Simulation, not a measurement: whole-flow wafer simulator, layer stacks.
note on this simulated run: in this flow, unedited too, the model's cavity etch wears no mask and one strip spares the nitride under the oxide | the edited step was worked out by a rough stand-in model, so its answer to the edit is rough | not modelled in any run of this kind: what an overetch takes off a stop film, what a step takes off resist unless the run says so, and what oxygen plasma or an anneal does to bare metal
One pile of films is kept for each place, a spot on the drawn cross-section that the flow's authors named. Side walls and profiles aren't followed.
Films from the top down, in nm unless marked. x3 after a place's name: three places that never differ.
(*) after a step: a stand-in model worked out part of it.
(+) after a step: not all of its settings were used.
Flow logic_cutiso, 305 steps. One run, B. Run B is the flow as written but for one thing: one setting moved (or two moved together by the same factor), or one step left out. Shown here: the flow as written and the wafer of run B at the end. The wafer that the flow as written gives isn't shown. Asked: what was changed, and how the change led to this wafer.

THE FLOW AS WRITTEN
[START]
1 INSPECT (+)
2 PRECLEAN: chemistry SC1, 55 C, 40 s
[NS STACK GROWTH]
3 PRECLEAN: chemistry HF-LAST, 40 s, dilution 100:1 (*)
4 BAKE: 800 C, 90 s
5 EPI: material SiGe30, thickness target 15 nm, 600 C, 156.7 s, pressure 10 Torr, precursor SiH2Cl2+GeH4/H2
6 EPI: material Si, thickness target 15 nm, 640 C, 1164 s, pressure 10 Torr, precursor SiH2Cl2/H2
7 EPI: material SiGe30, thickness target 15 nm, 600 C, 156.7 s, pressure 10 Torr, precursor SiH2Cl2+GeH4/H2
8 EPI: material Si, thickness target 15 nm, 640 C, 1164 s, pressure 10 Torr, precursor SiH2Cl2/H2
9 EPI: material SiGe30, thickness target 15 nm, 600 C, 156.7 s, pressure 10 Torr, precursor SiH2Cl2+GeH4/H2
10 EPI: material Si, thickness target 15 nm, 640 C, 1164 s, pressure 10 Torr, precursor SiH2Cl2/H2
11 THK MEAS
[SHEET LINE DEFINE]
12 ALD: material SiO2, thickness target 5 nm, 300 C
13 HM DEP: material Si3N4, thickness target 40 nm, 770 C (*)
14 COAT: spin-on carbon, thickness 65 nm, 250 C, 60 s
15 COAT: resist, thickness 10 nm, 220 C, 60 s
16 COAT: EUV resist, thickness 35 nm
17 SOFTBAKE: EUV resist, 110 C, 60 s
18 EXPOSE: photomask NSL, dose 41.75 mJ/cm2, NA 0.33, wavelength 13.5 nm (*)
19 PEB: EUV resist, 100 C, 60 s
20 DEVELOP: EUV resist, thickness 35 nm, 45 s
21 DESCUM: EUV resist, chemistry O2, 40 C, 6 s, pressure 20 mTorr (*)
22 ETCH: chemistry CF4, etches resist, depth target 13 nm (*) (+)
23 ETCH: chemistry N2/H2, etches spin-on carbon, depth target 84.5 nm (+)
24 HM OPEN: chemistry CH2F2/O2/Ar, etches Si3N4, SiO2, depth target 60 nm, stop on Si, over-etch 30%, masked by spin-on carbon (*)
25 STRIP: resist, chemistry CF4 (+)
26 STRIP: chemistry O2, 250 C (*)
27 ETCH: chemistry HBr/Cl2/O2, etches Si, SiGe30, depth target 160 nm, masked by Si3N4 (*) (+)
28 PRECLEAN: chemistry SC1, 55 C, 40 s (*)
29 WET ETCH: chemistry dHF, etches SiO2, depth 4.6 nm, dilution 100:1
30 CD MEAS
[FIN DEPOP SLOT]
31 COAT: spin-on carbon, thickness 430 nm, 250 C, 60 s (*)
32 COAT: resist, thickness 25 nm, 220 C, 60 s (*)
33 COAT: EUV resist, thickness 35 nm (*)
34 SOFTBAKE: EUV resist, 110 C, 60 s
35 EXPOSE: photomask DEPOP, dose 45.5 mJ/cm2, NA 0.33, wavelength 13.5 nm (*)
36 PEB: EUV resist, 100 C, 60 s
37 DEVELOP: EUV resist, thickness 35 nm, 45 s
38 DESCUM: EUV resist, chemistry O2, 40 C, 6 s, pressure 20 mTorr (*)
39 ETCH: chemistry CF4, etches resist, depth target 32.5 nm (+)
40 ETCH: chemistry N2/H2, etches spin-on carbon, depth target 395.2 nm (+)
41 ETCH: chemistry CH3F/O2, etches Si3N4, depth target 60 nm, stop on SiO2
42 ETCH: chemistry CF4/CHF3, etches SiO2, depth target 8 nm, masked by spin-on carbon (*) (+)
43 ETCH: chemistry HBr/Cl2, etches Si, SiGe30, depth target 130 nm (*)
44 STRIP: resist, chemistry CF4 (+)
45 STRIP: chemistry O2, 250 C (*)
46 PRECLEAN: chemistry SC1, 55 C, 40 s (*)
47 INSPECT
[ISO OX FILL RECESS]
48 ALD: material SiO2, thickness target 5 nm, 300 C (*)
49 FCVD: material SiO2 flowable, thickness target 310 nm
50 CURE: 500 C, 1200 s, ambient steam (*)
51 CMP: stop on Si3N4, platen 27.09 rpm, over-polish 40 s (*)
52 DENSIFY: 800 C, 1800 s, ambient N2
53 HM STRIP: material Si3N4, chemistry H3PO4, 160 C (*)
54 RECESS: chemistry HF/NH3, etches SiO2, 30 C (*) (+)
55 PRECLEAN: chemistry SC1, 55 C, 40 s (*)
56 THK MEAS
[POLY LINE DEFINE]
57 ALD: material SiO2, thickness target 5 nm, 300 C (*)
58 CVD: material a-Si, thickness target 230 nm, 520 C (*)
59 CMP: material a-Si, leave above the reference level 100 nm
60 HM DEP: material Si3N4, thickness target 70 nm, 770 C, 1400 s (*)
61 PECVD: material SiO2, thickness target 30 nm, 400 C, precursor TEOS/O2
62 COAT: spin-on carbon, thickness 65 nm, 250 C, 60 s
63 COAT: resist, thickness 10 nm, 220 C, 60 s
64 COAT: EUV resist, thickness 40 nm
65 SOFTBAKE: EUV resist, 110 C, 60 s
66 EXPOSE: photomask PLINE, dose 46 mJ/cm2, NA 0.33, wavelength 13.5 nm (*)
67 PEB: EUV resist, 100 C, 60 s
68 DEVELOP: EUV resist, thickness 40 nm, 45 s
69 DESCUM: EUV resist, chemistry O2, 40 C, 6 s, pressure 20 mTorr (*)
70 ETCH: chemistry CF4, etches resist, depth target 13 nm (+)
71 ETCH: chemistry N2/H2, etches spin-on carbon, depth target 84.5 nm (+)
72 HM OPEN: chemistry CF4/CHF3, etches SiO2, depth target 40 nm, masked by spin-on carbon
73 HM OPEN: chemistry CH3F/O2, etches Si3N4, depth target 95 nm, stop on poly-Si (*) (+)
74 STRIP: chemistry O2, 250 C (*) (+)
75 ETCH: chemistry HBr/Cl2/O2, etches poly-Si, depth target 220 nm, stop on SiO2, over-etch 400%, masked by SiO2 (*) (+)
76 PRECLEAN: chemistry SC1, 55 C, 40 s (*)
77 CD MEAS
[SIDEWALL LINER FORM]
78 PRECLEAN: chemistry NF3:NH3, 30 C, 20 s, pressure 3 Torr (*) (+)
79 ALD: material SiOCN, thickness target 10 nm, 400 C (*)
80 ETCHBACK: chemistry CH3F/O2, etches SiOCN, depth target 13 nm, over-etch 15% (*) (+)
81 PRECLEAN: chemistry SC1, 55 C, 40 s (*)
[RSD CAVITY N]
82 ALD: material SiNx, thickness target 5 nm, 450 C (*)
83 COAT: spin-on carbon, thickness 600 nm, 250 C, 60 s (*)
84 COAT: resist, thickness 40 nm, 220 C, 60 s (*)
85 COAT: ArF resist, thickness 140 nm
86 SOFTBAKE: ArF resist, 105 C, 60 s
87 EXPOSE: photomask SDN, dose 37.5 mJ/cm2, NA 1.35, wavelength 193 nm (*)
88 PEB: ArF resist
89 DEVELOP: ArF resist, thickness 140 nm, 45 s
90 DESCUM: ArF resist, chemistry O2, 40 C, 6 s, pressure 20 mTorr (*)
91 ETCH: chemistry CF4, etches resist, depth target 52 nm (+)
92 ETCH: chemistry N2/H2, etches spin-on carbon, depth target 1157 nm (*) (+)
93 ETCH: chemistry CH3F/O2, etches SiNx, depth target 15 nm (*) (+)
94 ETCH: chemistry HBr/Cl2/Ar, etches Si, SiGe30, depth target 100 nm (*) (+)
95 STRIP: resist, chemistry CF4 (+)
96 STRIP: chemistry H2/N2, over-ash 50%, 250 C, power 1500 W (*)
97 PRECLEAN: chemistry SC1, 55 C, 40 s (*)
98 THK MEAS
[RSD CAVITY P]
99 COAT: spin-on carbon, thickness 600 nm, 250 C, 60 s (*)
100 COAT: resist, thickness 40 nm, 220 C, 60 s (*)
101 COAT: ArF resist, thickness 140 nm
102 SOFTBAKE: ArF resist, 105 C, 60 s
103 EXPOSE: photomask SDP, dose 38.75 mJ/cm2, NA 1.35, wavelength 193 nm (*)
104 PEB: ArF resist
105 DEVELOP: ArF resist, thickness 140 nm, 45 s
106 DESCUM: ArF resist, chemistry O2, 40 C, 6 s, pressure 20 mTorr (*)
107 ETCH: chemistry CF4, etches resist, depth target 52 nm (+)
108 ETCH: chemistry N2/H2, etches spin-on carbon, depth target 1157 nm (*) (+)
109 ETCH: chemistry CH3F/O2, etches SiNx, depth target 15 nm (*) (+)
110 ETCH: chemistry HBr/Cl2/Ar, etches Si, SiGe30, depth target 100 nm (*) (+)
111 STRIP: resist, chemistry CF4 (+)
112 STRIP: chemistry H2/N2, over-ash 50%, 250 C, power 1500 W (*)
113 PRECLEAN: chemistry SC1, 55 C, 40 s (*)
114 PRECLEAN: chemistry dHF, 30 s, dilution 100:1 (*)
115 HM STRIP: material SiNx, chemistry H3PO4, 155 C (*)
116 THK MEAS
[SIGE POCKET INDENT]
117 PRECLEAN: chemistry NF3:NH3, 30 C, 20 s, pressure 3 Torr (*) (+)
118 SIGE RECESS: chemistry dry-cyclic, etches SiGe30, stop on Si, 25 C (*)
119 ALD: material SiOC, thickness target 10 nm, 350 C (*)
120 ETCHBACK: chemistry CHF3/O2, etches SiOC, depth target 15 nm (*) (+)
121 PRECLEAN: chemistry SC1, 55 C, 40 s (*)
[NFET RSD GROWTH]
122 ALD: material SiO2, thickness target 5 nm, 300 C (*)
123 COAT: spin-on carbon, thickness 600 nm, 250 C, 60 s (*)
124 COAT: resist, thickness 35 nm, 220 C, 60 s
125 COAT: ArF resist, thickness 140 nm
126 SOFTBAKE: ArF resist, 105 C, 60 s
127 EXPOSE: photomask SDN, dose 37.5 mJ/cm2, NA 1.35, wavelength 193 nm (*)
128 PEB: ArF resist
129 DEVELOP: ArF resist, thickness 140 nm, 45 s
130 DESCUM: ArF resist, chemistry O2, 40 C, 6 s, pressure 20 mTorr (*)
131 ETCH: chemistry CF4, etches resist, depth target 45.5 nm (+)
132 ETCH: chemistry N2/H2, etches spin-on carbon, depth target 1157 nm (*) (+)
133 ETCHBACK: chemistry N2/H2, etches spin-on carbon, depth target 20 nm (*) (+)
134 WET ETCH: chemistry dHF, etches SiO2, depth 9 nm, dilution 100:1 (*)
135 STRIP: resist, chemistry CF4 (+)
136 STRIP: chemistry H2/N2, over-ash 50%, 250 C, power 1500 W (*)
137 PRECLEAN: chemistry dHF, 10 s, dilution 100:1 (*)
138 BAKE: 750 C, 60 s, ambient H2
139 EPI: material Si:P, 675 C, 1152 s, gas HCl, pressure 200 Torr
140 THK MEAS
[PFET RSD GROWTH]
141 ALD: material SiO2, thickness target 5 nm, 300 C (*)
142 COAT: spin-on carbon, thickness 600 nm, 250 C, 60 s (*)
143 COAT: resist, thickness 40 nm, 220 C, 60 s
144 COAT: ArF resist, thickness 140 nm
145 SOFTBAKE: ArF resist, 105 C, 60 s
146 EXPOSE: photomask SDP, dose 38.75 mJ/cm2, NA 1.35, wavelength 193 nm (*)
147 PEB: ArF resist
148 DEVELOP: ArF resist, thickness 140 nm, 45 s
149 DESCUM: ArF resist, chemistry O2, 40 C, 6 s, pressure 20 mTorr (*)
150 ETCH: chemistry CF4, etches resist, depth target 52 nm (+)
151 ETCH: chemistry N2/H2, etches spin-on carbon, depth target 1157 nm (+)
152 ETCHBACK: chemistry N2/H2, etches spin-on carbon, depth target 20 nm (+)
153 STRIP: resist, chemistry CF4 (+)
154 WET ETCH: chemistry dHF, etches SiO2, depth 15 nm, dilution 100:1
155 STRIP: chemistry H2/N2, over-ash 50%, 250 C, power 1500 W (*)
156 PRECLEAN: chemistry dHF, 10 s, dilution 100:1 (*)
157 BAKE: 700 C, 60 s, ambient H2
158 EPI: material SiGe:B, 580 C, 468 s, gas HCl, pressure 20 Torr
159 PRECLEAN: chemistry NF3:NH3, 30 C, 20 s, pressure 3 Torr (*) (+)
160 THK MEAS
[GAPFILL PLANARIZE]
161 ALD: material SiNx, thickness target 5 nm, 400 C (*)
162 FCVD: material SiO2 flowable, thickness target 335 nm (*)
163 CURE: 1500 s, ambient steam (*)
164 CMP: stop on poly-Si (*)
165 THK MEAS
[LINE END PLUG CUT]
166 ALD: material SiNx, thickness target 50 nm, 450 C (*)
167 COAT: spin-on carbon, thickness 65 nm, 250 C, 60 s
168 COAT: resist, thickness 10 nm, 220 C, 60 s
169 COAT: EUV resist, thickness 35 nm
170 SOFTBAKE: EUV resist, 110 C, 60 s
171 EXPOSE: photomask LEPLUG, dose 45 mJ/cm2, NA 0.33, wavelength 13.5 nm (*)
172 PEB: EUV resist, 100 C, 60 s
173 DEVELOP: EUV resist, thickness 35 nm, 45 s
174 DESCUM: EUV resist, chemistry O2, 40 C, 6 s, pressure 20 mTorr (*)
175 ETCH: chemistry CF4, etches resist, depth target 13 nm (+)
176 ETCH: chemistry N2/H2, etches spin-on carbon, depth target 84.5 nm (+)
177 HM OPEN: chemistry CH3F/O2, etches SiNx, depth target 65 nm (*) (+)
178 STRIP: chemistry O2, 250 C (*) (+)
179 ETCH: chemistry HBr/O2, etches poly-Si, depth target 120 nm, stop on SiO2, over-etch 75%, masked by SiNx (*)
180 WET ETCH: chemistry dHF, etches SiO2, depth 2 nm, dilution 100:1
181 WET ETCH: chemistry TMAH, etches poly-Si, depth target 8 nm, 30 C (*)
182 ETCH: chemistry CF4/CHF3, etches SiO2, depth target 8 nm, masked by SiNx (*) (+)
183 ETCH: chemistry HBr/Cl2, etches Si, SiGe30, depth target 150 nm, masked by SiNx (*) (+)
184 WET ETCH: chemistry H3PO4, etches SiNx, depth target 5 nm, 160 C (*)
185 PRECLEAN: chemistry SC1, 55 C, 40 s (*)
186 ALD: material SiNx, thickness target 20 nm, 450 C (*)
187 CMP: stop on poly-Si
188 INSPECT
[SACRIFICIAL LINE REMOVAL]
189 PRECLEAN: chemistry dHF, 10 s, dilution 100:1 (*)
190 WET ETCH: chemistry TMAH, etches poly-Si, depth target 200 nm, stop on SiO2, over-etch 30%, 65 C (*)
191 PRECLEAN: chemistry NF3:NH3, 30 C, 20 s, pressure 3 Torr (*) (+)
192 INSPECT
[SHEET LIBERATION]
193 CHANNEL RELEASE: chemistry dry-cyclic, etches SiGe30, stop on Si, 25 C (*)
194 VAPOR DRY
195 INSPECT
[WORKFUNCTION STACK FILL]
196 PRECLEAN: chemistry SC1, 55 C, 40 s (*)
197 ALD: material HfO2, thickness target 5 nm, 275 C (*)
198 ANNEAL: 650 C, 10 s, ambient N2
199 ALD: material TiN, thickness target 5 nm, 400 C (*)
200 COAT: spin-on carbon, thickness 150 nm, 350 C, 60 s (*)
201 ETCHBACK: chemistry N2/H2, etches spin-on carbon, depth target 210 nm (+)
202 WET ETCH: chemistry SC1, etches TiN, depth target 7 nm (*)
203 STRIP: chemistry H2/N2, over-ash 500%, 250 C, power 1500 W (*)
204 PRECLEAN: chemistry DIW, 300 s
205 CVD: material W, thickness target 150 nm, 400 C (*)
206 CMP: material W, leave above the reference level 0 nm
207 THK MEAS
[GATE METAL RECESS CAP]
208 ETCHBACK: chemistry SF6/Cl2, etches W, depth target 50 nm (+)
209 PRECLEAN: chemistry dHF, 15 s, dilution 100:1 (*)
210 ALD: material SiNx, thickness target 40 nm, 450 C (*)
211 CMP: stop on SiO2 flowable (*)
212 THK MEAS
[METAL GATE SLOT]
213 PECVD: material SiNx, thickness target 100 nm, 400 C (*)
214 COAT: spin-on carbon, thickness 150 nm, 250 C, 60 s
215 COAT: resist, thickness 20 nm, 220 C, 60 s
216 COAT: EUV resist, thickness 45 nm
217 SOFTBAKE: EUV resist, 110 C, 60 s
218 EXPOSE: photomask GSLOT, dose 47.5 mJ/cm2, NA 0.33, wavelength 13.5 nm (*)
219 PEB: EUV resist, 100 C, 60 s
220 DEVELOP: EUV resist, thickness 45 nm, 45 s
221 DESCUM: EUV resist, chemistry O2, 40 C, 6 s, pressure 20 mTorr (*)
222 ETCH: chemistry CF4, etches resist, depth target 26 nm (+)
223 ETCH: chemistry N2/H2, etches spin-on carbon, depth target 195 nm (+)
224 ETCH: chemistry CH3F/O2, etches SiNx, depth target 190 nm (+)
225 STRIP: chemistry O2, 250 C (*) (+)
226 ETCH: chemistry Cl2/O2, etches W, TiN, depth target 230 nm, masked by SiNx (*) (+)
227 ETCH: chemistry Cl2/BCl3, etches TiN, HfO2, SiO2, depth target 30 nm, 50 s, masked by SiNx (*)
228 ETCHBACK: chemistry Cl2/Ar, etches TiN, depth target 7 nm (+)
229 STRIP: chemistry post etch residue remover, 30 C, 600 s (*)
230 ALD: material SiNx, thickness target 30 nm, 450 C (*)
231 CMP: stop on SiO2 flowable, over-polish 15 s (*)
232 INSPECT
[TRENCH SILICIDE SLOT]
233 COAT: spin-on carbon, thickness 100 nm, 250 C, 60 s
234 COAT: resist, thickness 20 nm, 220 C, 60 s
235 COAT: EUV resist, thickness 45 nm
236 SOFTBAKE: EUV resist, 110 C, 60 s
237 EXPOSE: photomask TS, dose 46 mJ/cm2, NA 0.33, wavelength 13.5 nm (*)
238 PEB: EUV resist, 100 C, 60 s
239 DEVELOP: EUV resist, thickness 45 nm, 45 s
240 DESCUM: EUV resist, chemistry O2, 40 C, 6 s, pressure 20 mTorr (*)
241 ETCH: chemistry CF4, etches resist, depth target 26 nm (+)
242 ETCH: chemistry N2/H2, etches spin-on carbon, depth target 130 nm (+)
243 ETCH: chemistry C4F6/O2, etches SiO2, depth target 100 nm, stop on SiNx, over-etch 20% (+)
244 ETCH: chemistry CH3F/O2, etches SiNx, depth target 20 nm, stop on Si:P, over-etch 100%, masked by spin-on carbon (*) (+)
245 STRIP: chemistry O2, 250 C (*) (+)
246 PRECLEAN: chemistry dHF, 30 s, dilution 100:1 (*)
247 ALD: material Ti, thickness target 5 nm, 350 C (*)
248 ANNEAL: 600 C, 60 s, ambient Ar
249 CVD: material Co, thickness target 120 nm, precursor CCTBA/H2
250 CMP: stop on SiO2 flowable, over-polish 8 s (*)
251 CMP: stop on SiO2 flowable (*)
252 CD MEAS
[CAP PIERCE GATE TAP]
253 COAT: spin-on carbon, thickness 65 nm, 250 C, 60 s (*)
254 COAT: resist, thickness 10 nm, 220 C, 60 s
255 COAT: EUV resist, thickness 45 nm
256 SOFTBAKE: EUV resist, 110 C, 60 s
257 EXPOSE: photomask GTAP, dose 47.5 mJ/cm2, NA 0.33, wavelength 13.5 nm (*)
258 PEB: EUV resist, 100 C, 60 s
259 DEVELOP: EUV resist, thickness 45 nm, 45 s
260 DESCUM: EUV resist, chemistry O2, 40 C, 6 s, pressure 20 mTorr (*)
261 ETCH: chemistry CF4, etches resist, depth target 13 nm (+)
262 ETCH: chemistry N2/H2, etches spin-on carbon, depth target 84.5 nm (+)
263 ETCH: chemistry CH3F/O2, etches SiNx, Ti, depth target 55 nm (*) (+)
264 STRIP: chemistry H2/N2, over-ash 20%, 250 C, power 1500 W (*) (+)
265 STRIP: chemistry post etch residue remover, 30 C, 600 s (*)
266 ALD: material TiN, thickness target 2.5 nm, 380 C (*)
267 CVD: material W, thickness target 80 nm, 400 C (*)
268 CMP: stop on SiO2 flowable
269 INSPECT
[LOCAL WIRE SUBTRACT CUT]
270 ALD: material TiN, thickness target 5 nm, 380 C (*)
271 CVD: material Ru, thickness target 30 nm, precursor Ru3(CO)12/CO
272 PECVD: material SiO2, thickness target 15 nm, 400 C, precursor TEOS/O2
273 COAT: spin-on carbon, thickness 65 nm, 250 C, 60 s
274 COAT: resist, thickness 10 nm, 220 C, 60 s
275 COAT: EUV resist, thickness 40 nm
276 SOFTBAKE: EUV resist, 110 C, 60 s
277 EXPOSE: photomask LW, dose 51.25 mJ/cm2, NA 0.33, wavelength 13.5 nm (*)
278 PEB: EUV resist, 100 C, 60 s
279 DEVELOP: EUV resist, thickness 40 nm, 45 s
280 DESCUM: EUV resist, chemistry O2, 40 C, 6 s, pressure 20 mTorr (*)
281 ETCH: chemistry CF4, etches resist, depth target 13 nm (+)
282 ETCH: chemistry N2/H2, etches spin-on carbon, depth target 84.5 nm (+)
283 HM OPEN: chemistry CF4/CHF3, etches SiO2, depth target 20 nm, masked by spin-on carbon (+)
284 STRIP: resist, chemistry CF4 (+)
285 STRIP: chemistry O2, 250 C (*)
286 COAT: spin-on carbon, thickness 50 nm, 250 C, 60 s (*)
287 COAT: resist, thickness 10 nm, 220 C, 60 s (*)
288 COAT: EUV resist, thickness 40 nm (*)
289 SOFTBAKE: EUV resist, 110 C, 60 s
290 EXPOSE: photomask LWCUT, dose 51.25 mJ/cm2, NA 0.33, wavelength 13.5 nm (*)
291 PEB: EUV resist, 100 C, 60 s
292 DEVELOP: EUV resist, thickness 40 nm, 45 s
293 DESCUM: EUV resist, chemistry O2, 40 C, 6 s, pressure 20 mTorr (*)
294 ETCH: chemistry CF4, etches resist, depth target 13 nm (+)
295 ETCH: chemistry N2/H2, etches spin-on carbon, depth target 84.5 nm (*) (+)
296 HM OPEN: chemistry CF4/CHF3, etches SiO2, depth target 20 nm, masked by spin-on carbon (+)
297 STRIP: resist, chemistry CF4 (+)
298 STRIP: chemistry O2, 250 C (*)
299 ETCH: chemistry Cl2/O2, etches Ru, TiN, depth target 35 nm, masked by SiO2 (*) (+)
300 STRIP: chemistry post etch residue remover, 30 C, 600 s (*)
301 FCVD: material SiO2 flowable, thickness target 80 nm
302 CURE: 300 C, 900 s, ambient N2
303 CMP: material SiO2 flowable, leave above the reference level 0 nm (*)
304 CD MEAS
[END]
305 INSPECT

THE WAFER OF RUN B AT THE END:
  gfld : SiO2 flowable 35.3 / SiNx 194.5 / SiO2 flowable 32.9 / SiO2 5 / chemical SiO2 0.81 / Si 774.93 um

The cause: step 227, ETCH: depth target 36 nm was run, where the flow has depth target 30 nm.

How the change led to this, step by step:
  227 ETCH: chemistry Cl2/BCl3, etches TiN, HfO2, SiO2, depth target 30 nm, 50 s, masked by SiNx (*)
      gfld: HfO2 -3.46 (all of it), SiO2 flowable -32.5 (as written it would be: HfO2 -3.46 (all of it), SiO2 flowable -26.5)
  230 ALD: material SiNx, thickness target 30 nm, 450 C (*)
      gfld: SiNx +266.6 (new film) (as written it would be: SiNx +260.6 (new film))
